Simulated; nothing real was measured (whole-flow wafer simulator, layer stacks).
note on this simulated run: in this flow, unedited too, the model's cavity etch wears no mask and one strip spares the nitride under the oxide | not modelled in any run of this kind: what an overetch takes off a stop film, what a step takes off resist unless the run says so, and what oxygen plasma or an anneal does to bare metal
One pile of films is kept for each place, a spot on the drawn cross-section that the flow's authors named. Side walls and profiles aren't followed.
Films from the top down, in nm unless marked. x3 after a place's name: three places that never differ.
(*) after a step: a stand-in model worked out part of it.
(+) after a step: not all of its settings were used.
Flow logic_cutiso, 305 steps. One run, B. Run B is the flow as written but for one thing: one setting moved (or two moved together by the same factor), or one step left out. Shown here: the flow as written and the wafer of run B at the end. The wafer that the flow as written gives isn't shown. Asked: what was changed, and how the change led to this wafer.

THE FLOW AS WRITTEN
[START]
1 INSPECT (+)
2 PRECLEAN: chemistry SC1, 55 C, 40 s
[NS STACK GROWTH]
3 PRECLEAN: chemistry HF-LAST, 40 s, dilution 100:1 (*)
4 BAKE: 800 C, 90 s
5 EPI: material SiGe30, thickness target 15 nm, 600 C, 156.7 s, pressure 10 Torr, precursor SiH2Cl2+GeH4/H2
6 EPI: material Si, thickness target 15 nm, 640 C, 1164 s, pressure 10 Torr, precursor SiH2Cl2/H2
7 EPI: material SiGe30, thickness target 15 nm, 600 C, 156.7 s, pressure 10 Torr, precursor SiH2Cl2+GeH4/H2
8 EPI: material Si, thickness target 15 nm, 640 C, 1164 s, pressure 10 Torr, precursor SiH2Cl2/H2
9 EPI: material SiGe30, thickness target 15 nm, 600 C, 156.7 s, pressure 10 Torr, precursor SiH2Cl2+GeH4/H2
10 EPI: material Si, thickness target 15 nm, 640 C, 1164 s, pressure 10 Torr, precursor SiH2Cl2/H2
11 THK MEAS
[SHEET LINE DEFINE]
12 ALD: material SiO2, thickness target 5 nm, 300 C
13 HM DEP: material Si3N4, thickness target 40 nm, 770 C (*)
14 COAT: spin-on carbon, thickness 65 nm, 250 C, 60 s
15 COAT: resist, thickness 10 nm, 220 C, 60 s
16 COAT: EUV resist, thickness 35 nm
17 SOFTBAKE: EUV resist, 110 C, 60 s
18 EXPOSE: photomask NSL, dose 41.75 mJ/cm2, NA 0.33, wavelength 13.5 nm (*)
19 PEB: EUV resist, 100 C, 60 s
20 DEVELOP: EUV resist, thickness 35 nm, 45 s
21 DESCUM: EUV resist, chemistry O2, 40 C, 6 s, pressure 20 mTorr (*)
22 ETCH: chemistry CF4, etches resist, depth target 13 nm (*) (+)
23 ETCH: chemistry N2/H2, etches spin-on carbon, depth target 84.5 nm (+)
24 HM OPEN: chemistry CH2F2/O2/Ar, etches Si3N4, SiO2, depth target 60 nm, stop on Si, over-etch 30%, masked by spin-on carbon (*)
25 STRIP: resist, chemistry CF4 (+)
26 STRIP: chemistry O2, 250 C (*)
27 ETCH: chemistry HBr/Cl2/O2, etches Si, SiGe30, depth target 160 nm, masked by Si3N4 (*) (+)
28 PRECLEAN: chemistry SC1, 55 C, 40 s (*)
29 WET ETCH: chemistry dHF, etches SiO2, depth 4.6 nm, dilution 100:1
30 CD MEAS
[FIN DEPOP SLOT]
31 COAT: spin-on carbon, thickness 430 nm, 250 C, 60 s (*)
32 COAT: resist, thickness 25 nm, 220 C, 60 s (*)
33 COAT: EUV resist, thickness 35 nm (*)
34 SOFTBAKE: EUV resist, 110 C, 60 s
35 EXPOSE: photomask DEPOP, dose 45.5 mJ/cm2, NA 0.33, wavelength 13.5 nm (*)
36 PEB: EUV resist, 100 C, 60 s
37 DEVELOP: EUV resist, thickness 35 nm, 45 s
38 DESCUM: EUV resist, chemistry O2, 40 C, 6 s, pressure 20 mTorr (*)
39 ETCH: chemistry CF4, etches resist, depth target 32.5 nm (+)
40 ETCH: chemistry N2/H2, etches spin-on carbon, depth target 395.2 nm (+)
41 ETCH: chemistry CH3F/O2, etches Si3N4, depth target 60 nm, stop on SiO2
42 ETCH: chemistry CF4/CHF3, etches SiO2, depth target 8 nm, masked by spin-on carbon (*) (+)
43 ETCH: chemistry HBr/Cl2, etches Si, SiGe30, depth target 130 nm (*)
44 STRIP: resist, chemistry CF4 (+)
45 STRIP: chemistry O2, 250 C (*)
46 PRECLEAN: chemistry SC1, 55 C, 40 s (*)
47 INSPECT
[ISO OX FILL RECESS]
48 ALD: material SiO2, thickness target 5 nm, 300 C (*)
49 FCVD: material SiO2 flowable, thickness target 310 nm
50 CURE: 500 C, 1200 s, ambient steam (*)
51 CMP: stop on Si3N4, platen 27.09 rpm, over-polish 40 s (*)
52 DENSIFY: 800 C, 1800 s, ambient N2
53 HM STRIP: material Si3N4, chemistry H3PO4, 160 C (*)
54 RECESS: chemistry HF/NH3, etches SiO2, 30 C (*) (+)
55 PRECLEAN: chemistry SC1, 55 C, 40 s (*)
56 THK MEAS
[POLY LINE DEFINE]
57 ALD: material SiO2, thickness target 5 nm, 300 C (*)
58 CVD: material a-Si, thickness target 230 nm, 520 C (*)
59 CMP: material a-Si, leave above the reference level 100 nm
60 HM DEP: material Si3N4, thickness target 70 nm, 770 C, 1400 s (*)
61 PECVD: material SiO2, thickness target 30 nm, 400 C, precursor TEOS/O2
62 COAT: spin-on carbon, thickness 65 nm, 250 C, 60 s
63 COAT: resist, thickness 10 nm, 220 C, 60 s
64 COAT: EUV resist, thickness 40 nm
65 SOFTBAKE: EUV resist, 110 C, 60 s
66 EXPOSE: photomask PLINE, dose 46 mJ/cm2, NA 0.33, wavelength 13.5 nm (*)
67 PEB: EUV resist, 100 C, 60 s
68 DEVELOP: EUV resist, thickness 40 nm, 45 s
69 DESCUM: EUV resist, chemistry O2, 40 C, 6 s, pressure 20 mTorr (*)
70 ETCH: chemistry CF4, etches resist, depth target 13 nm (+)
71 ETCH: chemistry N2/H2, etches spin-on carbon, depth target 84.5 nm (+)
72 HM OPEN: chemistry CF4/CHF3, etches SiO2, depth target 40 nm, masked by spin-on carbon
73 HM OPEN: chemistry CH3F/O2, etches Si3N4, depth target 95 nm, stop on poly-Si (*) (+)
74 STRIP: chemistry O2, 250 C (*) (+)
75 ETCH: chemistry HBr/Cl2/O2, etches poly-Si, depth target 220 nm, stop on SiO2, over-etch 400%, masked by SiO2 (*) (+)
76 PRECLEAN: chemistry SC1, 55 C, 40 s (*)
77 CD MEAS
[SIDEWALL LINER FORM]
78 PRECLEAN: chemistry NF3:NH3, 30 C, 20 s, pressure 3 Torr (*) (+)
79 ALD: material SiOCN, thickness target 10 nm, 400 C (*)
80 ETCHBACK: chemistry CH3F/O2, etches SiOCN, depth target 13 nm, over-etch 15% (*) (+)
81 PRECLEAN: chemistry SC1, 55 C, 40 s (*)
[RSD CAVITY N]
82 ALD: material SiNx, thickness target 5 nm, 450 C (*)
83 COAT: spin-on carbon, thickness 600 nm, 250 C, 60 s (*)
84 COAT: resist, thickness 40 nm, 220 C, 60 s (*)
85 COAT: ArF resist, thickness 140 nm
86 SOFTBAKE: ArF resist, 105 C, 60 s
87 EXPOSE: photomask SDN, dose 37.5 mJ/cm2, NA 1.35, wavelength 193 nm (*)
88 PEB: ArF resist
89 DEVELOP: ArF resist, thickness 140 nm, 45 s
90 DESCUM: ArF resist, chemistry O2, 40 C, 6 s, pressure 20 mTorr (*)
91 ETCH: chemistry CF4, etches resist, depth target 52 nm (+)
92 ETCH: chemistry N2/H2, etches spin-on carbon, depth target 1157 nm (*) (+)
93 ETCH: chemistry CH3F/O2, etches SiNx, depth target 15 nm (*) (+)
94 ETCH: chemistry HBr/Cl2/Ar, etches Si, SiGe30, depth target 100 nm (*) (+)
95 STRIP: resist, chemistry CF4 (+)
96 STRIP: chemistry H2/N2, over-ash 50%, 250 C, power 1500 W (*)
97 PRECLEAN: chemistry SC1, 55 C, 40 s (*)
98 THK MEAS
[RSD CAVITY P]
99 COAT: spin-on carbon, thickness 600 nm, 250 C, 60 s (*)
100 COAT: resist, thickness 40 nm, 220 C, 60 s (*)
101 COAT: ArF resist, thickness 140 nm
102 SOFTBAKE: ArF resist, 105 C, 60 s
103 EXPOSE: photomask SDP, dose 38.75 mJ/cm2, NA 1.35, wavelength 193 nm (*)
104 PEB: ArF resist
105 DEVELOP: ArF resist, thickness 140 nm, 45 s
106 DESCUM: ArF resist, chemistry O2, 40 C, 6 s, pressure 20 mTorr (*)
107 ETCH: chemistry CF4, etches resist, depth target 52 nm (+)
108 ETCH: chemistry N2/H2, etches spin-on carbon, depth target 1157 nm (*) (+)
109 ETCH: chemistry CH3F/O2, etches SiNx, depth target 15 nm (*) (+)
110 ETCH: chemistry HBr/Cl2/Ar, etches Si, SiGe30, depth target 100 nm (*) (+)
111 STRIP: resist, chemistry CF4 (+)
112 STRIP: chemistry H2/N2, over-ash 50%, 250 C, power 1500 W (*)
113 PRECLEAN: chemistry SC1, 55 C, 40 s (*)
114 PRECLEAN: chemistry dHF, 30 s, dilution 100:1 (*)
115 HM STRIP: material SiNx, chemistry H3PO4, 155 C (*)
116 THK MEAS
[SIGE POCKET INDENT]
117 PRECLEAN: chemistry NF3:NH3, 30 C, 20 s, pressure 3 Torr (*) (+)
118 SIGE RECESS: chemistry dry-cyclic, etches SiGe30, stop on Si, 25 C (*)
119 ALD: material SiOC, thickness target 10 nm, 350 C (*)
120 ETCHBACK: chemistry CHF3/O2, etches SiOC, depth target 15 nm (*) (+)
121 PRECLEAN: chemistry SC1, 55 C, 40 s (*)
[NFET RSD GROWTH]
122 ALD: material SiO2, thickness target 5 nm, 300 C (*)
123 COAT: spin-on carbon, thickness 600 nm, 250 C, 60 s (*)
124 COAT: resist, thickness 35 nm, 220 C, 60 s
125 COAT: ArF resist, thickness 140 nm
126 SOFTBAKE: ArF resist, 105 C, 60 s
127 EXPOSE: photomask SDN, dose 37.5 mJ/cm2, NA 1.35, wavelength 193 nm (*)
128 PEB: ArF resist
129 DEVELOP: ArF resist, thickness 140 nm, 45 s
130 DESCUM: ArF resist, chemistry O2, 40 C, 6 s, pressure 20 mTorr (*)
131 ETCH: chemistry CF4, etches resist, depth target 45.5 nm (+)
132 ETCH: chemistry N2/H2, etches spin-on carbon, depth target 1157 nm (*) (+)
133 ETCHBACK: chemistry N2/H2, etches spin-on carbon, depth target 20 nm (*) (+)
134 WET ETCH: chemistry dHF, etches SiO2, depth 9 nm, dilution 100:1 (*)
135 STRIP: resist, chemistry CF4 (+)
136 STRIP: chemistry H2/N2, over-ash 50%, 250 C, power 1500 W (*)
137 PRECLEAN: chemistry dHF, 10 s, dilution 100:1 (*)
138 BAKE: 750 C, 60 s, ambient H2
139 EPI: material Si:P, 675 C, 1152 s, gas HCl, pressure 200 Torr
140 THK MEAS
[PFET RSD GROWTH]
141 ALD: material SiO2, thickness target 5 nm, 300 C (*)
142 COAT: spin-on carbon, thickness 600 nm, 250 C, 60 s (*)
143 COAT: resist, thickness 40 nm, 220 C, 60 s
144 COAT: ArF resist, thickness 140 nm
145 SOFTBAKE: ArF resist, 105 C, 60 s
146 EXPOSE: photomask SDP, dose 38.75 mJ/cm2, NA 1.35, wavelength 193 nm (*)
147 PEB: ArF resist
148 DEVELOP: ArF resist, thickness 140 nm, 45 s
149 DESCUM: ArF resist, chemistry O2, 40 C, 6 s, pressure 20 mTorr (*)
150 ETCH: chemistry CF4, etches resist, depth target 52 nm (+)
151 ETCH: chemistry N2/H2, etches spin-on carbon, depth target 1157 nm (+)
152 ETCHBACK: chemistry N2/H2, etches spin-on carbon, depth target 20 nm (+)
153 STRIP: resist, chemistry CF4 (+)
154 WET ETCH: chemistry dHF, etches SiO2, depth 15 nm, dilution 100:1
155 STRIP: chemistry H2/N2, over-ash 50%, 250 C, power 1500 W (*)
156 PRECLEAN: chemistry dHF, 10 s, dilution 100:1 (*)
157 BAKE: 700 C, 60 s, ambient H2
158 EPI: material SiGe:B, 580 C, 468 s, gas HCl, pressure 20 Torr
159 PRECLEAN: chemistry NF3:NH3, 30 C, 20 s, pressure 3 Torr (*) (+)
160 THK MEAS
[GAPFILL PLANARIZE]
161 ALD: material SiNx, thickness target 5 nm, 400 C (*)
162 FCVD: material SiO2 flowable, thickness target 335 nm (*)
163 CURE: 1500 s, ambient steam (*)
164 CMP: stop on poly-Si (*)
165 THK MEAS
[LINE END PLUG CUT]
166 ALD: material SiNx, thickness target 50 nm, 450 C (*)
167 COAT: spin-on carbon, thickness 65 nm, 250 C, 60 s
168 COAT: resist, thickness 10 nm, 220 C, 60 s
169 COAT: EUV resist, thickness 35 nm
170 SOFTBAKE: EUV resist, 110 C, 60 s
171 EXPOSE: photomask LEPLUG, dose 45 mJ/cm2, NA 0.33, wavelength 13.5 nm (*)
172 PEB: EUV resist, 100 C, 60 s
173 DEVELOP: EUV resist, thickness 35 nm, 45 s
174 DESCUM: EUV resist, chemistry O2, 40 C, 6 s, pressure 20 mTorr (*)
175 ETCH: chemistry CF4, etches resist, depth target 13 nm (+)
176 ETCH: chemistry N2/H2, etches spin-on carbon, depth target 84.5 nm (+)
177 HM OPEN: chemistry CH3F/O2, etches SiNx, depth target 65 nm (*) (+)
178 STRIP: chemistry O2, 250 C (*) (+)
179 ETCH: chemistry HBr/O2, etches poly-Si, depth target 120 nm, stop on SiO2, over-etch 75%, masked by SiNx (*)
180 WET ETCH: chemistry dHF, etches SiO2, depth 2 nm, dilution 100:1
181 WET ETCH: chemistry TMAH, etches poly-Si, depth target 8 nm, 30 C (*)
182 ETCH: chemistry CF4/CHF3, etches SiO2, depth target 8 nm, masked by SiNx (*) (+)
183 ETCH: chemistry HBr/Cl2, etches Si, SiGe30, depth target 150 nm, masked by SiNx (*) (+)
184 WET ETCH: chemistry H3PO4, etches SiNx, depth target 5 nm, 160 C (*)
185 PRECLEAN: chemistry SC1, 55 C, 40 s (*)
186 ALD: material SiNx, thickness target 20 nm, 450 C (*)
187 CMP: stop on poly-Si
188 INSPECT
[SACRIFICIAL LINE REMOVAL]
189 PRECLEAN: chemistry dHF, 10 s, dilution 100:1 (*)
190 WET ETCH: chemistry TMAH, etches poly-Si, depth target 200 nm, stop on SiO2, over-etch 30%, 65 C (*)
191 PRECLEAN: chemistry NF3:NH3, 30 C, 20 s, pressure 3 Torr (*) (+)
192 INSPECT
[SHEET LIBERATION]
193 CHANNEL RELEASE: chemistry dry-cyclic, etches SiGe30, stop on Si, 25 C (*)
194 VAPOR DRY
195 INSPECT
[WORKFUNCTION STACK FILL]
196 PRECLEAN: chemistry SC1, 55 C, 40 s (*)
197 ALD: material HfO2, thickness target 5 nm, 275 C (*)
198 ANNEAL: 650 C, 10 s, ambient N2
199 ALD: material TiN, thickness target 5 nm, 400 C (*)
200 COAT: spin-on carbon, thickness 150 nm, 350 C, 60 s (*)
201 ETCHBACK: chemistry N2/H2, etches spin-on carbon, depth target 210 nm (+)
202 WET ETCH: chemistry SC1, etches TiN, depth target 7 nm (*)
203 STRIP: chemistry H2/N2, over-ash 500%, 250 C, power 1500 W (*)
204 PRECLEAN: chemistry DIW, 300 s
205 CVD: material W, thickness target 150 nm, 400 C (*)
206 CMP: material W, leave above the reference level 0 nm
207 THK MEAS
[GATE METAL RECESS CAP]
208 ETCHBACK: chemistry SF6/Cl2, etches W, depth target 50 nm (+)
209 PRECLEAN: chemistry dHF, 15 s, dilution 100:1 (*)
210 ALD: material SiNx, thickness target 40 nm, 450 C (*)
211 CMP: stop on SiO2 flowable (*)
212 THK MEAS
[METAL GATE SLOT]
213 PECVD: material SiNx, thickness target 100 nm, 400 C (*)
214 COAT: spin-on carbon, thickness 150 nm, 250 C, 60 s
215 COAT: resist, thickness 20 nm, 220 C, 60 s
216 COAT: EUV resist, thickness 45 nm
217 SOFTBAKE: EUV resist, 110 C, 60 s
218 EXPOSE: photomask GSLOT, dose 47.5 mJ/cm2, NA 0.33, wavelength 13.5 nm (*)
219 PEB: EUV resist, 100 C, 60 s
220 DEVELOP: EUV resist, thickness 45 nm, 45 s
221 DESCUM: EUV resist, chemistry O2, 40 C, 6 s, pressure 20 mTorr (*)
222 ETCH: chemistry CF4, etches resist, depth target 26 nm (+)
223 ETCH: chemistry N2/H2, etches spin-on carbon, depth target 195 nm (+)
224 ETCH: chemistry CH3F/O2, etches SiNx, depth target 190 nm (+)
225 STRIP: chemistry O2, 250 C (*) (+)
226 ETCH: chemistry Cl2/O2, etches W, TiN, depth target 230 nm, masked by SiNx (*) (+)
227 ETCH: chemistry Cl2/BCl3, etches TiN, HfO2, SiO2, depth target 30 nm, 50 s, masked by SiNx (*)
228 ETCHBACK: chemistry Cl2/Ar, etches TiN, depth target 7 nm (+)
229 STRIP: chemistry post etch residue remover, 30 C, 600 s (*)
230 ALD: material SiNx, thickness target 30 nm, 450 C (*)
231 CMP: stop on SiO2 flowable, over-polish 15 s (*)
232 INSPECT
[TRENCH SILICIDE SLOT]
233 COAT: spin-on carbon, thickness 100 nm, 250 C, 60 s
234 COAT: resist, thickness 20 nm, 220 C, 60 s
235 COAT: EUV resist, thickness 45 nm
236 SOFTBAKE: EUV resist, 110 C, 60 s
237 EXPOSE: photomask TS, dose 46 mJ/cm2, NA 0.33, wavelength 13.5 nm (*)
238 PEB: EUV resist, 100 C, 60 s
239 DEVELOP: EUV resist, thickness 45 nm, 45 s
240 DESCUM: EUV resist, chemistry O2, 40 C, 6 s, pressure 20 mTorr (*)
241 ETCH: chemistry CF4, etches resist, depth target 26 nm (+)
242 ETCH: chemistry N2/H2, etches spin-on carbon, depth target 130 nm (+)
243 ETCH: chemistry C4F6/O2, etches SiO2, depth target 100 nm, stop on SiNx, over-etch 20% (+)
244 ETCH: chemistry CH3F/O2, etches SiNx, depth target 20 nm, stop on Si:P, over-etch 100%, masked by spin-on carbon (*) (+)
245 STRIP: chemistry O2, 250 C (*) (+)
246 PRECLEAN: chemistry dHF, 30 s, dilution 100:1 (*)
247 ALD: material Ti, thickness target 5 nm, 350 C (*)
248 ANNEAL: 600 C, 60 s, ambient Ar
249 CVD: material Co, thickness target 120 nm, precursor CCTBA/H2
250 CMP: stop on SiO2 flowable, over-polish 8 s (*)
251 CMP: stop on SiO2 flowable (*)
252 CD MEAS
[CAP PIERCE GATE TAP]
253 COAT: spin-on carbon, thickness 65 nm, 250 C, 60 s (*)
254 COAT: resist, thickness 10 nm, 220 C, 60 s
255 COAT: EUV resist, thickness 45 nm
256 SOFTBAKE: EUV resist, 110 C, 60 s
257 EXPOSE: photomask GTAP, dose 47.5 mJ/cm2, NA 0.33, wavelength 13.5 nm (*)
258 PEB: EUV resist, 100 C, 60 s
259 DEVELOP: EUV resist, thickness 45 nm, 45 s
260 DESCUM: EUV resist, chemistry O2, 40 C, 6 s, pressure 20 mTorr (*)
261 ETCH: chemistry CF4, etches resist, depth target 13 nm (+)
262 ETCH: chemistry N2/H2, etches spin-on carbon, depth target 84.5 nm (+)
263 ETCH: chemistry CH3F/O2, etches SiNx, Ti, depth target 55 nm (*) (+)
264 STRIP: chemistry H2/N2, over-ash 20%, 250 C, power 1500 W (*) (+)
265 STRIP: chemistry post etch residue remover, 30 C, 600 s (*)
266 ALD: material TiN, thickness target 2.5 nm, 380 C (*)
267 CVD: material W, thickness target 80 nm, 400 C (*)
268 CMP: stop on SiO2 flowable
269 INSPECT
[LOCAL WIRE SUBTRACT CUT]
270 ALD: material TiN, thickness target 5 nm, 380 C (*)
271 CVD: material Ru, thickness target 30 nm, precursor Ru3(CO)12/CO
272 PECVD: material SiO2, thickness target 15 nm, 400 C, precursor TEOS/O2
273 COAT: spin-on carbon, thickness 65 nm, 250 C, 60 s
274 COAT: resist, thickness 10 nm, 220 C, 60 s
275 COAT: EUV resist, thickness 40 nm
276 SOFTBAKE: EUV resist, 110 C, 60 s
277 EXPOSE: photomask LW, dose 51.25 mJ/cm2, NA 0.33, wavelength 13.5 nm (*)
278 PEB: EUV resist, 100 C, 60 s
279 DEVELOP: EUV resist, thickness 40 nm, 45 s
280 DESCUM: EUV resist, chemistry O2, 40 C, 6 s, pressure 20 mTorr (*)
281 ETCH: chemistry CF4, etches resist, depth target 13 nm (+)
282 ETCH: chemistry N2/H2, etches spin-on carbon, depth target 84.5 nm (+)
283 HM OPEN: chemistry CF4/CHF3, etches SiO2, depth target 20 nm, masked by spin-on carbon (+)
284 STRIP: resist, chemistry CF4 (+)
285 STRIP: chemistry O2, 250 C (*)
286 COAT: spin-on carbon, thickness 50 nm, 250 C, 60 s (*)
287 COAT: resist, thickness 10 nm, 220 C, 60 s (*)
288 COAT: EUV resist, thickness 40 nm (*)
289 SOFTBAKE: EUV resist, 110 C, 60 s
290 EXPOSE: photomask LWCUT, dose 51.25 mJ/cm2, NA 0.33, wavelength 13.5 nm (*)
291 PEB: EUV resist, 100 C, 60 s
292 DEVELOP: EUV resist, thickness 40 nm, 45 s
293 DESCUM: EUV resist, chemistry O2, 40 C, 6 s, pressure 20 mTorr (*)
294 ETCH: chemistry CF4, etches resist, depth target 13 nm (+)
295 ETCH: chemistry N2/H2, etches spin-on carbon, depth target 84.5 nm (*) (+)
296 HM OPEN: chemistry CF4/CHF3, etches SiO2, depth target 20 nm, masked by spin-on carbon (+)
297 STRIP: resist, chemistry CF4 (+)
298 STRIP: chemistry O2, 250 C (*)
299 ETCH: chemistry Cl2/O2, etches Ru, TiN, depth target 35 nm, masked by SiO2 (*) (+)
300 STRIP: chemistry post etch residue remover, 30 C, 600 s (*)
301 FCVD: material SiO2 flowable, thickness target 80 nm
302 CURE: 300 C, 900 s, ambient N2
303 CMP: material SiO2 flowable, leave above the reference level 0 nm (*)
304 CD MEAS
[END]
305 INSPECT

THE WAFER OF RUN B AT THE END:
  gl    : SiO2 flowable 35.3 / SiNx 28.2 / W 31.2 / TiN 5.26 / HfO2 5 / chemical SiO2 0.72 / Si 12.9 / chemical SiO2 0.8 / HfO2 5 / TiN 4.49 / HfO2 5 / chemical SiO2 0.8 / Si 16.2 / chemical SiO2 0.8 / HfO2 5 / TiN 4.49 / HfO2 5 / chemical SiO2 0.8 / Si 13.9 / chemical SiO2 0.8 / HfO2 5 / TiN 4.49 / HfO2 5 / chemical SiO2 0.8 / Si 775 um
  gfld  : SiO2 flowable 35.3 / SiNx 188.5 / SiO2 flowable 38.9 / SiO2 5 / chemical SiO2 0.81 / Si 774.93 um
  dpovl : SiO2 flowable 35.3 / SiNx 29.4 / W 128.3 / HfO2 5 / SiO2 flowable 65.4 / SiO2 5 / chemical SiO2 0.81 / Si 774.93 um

The cause: step 8, EPI: thickness target 17.2 nm was run, where the flow has thickness target 15 nm; step 8, EPI: 1339 s was run, where the flow has 1164 s.

How the change led to this, step by step:
  8 EPI: material Si, thickness target 15 nm, 640 C, 1164 s, pressure 10 Torr, precursor SiH2Cl2/H2
      depop, dpovl, gfld and 19 more: Si +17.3 (new film) (as written it would be: Si +15 (new film))
  27 ETCH: chemistry HBr/Cl2/O2, etches Si, SiGe30, depth target 160 nm, masked by Si3N4 (*) (+)
      gfld, gxf, iso, lnri: chemical SiO2 -0.79 (all of it), Si -11.4 (all of it), SiGe30 -15 (all of it), Si -17.3 (all of it), SiGe30 -15 (all of it), Si -15 (all of it), SiGe30 -15 (all of it), Si -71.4 (as written it would be: chemical SiO2 -0.79 (all of it), Si -11.4 (all of it), SiGe30 -15 (all of it), Si -15 (all of it), SiGe30 -15 (all of it), Si -15 (all of it), SiGe30 -15 (all of it), Si -73.6)
      dpovl, nsgap: chemical SiO2 -0.79 (all of it), Si -11.8 (all of it), SiGe30 -15 (all of it), Si -17.3 (all of it), SiGe30 -15 (all of it), Si -15 (all of it), SiGe30 -15 (all of it), Si -71 (as written it would be: chemical SiO2 -0.79 (all of it), Si -11.8 (all of it), SiGe30 -15 (all of it), Si -15 (all of it), SiGe30 -15 (all of it), Si -15 (all of it), SiGe30 -15 (all of it), Si -73.2)
      (and at 1 more place)
  43 ETCH: chemistry HBr/Cl2, etches Si, SiGe30, depth target 130 nm (*)
      depop: Si -14 (all of it), SiGe30 -15 (all of it), Si -17.3 (all of it), SiGe30 -15 (all of it), Si -15 (all of it), SiGe30 -15 (all of it), Si -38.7 (as written it would be: Si -14 (all of it), SiGe30 -15 (all of it), Si -15 (all of it), SiGe30 -15 (all of it), Si -15 (all of it), SiGe30 -15 (all of it), Si -41)
  94 ETCH: chemistry HBr/Cl2/Ar, etches Si, SiGe30, depth target 100 nm (*) (+)
      rsdn, rsdx: chemical SiO2 -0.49 (all of it), Si -12.8 (all of it), SiGe30 -15 (all of it), Si -17.3 (all of it), SiGe30 -15 (all of it), Si -15 (all of it), SiGe30 -15 (all of it), Si -9.91 (as written it would be: chemical SiO2 -0.49 (all of it), Si -12.8 (all of it), SiGe30 -15 (all of it), Si -15 (all of it), SiGe30 -15 (all of it), Si -15 (all of it), SiGe30 -15 (all of it), Si -12.2)
  110 ETCH: chemistry HBr/Cl2/Ar, etches Si, SiGe30, depth target 100 nm (*) (+)
      rsdp, rsdw: chemical SiO2 -0.49 (all of it), Si -12.8 (all of it), SiGe30 -15 (all of it), Si -17.3 (all of it), SiGe30 -15 (all of it), Si -15 (all of it), SiGe30 -15 (all of it), Si -9.91 (as written it would be: chemical SiO2 -0.49 (all of it), Si -12.8 (all of it), SiGe30 -15 (all of it), Si -15 (all of it), SiGe30 -15 (all of it), Si -15 (all of it), SiGe30 -15 (all of it), Si -12.2)
  183 ETCH: chemistry HBr/Cl2, etches Si, SiGe30, depth target 150 nm, masked by SiNx (*) (+)
      plug: Si -13.6 (all of it), SiGe30 -15 (all of it), Si -17.3 (all of it), SiGe30 -15 (all of it), Si -15 (all of it), SiGe30 -15 (all of it), Si -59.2 (as written it would be: Si -13.6 (all of it), SiGe30 -15 (all of it), Si -15 (all of it), SiGe30 -15 (all of it), Si -15 (all of it), SiGe30 -15 (all of it), Si -61.4)
